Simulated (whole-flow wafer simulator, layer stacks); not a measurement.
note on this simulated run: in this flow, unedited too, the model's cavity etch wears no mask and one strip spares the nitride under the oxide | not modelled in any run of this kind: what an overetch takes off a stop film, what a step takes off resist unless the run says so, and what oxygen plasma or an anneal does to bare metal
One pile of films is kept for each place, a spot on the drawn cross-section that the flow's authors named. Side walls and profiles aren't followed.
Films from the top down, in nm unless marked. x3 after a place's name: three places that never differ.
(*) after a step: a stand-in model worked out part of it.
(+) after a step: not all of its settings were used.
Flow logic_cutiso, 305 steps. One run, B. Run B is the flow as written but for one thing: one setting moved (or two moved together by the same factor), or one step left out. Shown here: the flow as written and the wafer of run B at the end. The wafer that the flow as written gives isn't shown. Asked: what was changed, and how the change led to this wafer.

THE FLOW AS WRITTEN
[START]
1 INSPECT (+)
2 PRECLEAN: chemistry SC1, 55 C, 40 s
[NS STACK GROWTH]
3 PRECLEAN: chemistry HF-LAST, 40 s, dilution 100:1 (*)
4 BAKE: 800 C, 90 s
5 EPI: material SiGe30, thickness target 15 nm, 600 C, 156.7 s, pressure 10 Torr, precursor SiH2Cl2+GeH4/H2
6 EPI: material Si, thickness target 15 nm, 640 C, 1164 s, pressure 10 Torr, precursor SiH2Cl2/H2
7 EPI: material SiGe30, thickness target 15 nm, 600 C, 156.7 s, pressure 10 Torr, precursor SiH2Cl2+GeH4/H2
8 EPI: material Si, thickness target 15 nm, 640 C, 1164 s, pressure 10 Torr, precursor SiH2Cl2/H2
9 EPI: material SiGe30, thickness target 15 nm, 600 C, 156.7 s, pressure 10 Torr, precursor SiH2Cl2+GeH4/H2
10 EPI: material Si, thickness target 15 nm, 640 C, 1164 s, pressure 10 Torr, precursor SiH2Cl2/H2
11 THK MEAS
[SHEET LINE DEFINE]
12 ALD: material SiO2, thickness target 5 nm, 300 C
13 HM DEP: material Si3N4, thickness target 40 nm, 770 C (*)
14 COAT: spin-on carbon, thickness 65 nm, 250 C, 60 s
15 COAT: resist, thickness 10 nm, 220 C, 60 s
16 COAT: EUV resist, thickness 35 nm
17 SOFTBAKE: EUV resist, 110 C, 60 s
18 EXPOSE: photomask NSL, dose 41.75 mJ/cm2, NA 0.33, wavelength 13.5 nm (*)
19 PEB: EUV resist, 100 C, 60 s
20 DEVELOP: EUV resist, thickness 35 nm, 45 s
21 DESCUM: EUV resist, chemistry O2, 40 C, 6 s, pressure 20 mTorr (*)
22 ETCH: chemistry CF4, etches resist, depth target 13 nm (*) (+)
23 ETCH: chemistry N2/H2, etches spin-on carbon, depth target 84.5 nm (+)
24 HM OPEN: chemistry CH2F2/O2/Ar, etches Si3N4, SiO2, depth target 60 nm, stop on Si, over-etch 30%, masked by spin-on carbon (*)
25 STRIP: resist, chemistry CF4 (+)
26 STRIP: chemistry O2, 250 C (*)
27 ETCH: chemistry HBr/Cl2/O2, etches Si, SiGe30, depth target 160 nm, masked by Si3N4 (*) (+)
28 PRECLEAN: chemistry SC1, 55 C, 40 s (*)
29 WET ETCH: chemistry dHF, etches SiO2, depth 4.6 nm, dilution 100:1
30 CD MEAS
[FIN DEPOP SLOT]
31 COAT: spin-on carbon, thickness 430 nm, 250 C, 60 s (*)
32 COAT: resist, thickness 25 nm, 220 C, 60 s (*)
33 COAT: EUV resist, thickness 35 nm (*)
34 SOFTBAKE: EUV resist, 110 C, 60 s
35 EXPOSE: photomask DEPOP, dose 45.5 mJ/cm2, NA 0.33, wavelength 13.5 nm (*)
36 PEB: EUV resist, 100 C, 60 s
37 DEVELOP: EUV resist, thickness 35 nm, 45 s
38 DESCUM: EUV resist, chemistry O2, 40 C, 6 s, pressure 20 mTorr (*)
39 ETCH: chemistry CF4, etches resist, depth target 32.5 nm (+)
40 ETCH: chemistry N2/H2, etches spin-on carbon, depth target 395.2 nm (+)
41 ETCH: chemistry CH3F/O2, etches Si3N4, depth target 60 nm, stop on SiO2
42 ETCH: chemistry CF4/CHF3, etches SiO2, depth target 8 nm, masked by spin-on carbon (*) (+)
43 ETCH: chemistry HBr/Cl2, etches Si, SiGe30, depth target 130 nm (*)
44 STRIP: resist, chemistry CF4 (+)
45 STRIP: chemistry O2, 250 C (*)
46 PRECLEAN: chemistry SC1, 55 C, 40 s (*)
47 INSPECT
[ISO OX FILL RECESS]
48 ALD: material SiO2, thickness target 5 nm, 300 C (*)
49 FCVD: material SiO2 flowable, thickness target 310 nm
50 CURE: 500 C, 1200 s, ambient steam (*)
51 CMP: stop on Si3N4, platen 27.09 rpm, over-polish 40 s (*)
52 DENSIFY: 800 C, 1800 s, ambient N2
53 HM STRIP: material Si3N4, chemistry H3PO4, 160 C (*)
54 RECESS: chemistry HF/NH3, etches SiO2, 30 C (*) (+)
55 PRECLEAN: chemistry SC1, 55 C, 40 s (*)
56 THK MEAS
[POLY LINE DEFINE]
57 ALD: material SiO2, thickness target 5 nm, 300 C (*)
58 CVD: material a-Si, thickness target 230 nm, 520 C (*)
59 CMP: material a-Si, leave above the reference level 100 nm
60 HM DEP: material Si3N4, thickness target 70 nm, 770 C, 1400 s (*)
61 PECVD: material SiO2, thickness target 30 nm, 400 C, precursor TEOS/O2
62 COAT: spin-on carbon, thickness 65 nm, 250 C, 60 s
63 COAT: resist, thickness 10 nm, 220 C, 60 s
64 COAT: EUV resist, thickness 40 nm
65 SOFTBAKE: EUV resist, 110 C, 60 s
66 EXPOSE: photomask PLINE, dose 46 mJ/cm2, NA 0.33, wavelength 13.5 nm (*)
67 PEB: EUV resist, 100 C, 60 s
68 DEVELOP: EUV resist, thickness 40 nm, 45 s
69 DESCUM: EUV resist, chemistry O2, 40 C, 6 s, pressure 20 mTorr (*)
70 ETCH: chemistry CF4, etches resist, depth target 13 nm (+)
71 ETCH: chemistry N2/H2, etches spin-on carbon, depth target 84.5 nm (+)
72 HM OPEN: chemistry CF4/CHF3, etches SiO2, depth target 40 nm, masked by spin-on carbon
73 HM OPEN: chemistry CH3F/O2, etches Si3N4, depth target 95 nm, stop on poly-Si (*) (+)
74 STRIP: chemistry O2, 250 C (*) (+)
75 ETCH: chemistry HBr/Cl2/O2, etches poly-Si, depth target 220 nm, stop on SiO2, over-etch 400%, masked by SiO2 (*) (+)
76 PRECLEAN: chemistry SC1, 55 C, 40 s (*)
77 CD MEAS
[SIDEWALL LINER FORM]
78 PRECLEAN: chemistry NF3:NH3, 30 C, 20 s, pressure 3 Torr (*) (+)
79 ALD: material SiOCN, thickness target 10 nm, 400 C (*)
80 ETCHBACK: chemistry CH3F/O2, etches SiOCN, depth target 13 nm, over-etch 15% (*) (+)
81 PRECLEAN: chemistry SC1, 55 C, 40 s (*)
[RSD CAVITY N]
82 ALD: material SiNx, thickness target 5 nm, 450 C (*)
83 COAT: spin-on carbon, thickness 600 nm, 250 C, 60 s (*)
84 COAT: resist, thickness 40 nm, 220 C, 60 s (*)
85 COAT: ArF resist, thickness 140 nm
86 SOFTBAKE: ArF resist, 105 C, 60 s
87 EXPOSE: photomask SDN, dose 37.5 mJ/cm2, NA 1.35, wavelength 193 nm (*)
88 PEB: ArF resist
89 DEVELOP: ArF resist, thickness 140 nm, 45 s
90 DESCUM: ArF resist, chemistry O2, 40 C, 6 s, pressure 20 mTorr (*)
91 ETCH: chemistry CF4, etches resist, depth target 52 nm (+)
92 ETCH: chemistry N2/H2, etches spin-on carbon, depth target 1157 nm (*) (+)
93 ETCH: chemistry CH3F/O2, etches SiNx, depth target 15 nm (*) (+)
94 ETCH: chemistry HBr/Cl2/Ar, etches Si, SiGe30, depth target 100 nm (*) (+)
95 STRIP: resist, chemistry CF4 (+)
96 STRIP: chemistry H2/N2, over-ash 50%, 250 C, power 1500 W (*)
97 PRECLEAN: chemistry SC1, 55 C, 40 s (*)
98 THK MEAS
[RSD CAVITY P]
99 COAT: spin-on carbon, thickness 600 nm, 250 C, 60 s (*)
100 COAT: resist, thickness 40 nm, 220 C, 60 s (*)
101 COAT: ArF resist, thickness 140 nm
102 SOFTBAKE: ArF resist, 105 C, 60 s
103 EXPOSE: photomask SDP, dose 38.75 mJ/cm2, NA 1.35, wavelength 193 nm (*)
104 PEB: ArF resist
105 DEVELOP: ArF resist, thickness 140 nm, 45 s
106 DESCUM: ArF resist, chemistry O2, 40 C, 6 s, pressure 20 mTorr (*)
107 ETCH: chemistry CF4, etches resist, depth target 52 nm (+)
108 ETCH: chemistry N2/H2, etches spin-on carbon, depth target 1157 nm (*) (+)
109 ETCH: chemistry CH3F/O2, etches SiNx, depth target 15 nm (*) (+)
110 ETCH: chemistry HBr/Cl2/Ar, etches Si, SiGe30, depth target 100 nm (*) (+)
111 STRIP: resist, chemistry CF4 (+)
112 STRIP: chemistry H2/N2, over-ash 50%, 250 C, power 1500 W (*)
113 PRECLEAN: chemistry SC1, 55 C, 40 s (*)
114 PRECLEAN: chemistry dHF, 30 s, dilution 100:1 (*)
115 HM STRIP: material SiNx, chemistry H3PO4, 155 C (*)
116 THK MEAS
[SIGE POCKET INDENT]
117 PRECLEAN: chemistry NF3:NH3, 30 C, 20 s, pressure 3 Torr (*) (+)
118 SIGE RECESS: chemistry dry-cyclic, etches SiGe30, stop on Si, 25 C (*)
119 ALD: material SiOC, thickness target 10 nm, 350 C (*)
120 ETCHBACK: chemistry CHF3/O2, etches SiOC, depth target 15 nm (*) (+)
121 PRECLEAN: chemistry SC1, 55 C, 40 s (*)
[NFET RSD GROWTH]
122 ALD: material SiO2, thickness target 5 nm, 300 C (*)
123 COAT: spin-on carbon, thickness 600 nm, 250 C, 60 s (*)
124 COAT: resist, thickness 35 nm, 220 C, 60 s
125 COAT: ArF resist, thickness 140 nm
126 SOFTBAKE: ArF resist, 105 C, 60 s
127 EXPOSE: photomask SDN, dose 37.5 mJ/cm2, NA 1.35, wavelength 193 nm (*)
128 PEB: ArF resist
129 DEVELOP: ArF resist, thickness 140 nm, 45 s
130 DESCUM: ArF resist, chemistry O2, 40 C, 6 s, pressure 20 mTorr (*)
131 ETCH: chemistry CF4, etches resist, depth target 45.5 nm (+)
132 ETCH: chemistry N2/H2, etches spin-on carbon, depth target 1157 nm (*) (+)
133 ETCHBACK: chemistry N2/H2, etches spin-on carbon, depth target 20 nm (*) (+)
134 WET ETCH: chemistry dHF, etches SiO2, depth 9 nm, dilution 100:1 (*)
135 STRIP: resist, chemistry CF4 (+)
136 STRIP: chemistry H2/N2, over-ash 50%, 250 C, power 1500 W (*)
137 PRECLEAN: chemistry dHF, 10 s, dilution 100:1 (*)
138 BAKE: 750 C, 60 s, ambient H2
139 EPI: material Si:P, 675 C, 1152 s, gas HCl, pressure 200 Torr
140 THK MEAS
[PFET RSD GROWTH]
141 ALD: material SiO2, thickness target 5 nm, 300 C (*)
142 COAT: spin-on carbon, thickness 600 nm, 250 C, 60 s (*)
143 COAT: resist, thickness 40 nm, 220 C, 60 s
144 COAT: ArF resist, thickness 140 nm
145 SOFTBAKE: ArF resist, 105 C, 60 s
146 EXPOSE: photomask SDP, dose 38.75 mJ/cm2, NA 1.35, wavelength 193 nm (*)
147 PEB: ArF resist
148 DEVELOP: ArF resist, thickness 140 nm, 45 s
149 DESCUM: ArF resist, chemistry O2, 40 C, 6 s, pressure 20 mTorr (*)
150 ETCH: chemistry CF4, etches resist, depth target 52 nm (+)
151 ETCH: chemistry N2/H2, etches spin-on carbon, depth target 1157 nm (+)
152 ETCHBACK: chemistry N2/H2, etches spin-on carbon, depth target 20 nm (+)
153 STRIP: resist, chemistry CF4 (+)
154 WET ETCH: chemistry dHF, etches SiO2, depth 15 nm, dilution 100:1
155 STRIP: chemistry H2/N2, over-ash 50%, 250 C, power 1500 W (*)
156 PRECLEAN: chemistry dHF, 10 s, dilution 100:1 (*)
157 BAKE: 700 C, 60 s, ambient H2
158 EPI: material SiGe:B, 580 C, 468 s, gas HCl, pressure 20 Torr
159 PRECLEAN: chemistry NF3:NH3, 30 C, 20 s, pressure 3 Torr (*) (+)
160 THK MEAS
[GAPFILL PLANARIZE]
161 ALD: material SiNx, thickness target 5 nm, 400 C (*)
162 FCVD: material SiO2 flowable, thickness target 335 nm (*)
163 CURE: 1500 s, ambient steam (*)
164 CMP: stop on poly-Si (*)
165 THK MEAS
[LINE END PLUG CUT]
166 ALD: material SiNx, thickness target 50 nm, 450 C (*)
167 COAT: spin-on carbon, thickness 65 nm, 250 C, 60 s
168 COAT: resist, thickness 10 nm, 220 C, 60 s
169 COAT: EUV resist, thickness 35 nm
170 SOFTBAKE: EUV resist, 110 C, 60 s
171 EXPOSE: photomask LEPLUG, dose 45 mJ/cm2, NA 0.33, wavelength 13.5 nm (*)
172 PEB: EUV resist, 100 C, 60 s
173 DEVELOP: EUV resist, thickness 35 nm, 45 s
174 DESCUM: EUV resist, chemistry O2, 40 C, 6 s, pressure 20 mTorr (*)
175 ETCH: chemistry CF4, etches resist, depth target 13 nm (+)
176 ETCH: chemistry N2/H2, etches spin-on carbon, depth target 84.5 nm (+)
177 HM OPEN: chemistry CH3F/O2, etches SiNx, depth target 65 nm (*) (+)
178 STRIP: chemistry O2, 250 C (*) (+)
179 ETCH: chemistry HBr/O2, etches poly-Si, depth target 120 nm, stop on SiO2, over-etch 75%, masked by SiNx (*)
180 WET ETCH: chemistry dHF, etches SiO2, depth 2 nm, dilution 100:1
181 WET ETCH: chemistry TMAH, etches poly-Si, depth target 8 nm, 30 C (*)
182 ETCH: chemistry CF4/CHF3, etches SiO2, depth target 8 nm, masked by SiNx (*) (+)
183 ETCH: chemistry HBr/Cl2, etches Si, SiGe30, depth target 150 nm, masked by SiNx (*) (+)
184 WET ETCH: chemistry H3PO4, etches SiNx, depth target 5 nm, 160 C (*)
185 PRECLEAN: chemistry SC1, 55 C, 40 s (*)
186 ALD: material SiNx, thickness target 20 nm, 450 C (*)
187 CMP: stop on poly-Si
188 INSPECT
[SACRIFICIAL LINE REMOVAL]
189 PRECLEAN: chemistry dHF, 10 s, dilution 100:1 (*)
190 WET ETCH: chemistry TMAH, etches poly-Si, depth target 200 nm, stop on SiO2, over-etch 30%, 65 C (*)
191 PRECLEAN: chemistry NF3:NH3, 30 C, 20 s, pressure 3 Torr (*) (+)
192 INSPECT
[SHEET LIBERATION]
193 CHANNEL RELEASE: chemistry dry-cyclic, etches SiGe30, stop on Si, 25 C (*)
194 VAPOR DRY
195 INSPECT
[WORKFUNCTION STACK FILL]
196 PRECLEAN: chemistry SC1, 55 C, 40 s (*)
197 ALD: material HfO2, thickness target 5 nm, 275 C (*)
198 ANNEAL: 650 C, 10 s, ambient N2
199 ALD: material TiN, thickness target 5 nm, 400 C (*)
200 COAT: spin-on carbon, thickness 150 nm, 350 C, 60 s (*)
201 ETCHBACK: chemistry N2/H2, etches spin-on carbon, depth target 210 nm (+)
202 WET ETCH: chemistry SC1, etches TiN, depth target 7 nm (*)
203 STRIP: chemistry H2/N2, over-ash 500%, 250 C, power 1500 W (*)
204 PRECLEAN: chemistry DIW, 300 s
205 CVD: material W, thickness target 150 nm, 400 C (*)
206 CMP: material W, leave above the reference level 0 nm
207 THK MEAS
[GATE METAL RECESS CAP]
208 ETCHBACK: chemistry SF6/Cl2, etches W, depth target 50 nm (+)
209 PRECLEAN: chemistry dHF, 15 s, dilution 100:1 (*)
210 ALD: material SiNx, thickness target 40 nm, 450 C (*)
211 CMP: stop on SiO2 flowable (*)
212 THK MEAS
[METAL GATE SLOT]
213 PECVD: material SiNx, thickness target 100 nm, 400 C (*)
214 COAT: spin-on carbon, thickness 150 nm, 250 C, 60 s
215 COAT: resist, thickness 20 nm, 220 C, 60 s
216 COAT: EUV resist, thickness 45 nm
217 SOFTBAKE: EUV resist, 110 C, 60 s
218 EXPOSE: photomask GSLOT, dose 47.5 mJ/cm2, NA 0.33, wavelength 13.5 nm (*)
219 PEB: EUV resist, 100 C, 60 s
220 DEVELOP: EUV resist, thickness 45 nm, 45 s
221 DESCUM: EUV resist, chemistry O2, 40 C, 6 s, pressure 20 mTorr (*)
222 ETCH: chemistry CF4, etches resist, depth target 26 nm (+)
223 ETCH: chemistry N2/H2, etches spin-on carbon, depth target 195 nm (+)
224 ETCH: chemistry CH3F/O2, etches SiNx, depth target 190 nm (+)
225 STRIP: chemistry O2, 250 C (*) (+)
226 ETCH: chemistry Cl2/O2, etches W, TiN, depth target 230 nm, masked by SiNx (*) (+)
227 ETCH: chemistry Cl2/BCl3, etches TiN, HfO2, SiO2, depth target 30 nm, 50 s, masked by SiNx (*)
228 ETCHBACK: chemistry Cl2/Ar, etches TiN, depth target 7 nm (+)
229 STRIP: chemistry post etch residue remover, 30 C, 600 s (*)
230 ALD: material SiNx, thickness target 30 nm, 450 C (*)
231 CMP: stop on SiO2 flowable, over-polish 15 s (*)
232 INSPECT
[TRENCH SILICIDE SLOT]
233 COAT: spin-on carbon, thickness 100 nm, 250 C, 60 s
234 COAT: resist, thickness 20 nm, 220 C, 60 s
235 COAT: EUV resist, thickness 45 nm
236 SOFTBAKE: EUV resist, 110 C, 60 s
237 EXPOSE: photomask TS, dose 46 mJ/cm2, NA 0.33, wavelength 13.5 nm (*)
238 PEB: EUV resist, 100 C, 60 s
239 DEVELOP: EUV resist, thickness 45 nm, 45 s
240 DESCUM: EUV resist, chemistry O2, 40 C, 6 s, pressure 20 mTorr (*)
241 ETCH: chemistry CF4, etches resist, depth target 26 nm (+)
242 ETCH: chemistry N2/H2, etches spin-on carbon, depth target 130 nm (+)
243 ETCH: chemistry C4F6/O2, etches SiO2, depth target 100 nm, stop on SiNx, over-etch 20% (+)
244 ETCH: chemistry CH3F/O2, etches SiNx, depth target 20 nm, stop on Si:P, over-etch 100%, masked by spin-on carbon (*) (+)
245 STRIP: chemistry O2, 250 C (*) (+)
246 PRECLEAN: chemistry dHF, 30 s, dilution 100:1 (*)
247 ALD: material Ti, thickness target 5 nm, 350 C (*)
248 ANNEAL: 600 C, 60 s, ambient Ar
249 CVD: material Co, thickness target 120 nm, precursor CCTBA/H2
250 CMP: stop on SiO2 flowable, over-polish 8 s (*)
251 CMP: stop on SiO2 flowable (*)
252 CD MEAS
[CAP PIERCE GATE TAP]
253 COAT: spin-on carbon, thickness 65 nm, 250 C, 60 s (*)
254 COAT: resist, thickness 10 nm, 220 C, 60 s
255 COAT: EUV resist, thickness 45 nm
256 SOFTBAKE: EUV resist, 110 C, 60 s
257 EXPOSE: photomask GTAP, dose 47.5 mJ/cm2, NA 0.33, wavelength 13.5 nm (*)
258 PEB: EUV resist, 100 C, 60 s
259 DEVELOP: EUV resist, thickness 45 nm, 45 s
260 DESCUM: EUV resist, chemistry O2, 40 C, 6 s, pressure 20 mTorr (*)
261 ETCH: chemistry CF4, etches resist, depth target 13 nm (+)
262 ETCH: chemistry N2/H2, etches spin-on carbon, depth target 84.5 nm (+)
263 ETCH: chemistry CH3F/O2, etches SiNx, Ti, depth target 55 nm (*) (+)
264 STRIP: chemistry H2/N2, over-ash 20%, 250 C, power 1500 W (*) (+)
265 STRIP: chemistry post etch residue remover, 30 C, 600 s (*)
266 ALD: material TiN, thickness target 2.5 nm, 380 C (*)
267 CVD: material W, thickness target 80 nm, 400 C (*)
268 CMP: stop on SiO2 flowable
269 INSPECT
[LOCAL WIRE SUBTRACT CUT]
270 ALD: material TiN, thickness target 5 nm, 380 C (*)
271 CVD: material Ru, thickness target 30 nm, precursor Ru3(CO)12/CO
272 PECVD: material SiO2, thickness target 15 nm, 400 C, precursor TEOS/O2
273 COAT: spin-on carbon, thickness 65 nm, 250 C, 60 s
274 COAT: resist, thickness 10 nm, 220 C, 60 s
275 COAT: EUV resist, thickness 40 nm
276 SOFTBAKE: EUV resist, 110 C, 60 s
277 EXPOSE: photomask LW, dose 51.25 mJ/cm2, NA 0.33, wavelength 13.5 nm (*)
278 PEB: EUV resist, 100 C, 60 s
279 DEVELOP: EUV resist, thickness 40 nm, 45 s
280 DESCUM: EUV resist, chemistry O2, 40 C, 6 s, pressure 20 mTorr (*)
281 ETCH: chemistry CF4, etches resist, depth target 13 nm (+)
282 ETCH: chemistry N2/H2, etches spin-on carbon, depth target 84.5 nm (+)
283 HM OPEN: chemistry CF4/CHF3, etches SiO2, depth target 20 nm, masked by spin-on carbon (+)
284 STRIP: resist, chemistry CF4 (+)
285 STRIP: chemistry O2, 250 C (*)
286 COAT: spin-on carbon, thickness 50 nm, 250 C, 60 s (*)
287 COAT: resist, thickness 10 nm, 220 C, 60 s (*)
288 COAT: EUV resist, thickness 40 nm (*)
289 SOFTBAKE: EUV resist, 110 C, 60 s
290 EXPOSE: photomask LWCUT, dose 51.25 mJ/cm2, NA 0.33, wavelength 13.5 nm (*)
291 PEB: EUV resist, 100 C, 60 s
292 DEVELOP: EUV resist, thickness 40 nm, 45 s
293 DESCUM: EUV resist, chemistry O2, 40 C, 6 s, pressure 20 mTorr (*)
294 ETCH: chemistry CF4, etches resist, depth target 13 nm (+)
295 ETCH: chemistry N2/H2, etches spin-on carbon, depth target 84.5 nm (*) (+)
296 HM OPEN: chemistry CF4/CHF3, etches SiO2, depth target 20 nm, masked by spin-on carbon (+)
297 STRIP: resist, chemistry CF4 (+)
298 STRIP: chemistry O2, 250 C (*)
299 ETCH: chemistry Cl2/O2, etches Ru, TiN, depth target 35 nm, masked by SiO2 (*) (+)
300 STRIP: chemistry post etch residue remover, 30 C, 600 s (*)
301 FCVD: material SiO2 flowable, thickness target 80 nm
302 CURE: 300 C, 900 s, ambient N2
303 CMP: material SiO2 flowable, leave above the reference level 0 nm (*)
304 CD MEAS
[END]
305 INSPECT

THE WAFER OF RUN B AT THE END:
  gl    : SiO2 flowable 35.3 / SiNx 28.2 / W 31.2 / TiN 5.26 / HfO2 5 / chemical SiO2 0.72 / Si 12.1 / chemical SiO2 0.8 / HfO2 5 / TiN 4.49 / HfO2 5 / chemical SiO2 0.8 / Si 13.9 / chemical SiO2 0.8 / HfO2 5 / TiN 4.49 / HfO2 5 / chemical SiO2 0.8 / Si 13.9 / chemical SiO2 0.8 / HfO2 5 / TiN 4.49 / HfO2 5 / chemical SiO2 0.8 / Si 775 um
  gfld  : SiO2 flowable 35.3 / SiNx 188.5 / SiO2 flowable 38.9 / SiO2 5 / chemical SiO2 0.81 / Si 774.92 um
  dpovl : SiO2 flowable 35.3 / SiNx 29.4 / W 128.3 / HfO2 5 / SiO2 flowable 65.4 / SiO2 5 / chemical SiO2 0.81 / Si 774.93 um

The cause: step 10, EPI: thickness target 14.2 nm was run, where the flow has thickness target 15 nm; step 10, EPI: 1106 s was run, where the flow has 1164 s.

How the change led to this, step by step:
  10 EPI: material Si, thickness target 15 nm, 640 C, 1164 s, pressure 10 Torr, precursor SiH2Cl2/H2
      depop, dpovl, gfld and 19 more: Si +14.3 (new film) (as written it would be: Si +15 (new film))
  27 ETCH: chemistry HBr/Cl2/O2, etches Si, SiGe30, depth target 160 nm, masked by Si3N4 (*) (+)
      gfld, gxf, iso, lnri: chemical SiO2 -0.79 (all of it), Si -10.6 (all of it), SiGe30 -15 (all of it), Si -15 (all of it), SiGe30 -15 (all of it), Si -15 (all of it), SiGe30 -15 (all of it), Si -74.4 (as written it would be: chemical SiO2 -0.79 (all of it), Si -11.4 (all of it), SiGe30 -15 (all of it), Si -15 (all of it), SiGe30 -15 (all of it), Si -15 (all of it), SiGe30 -15 (all of it), Si -73.6)
      dpovl, nsgap: chemical SiO2 -0.79 (all of it), Si -11 (all of it), SiGe30 -15 (all of it), Si -15 (all of it), SiGe30 -15 (all of it), Si -15 (all of it), SiGe30 -15 (all of it), Si -74 (as written it would be: chemical SiO2 -0.79 (all of it), Si -11.8 (all of it), SiGe30 -15 (all of it), Si -15 (all of it), SiGe30 -15 (all of it), Si -15 (all of it), SiGe30 -15 (all of it), Si -73.2)
      (and at 1 more place)
  43 ETCH: chemistry HBr/Cl2, etches Si, SiGe30, depth target 130 nm (*)
      depop: Si -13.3 (all of it), SiGe30 -15 (all of it), Si -15 (all of it), SiGe30 -15 (all of it), Si -15 (all of it), SiGe30 -15 (all of it), Si -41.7 (as written it would be: Si -14 (all of it), SiGe30 -15 (all of it), Si -15 (all of it), SiGe30 -15 (all of it), Si -15 (all of it), SiGe30 -15 (all of it), Si -41)
  94 ETCH: chemistry HBr/Cl2/Ar, etches Si, SiGe30, depth target 100 nm (*) (+)
      rsdn, rsdx: chemical SiO2 -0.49 (all of it), Si -12.1 (all of it), SiGe30 -15 (all of it), Si -15 (all of it), SiGe30 -15 (all of it), Si -15 (all of it), SiGe30 -15 (all of it), Si -12.9 (as written it would be: chemical SiO2 -0.49 (all of it), Si -12.8 (all of it), SiGe30 -15 (all of it), Si -15 (all of it), SiGe30 -15 (all of it), Si -15 (all of it), SiGe30 -15 (all of it), Si -12.2)
  110 ETCH: chemistry HBr/Cl2/Ar, etches Si, SiGe30, depth target 100 nm (*) (+)
      rsdp, rsdw: chemical SiO2 -0.49 (all of it), Si -12.1 (all of it), SiGe30 -15 (all of it), Si -15 (all of it), SiGe30 -15 (all of it), Si -15 (all of it), SiGe30 -15 (all of it), Si -12.9 (as written it would be: chemical SiO2 -0.49 (all of it), Si -12.8 (all of it), SiGe30 -15 (all of it), Si -15 (all of it), SiGe30 -15 (all of it), Si -15 (all of it), SiGe30 -15 (all of it), Si -12.2)
  183 ETCH: chemistry HBr/Cl2, etches Si, SiGe30, depth target 150 nm, masked by SiNx (*) (+)
      plug: Si -12.8 (all of it), SiGe30 -15 (all of it), Si -15 (all of it), SiGe30 -15 (all of it), Si -15 (all of it), SiGe30 -15 (all of it), Si -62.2 (as written it would be: Si -13.6 (all of it), SiGe30 -15 (all of it), Si -15 (all of it), SiGe30 -15 (all of it), Si -15 (all of it), SiGe30 -15 (all of it), Si -61.4)
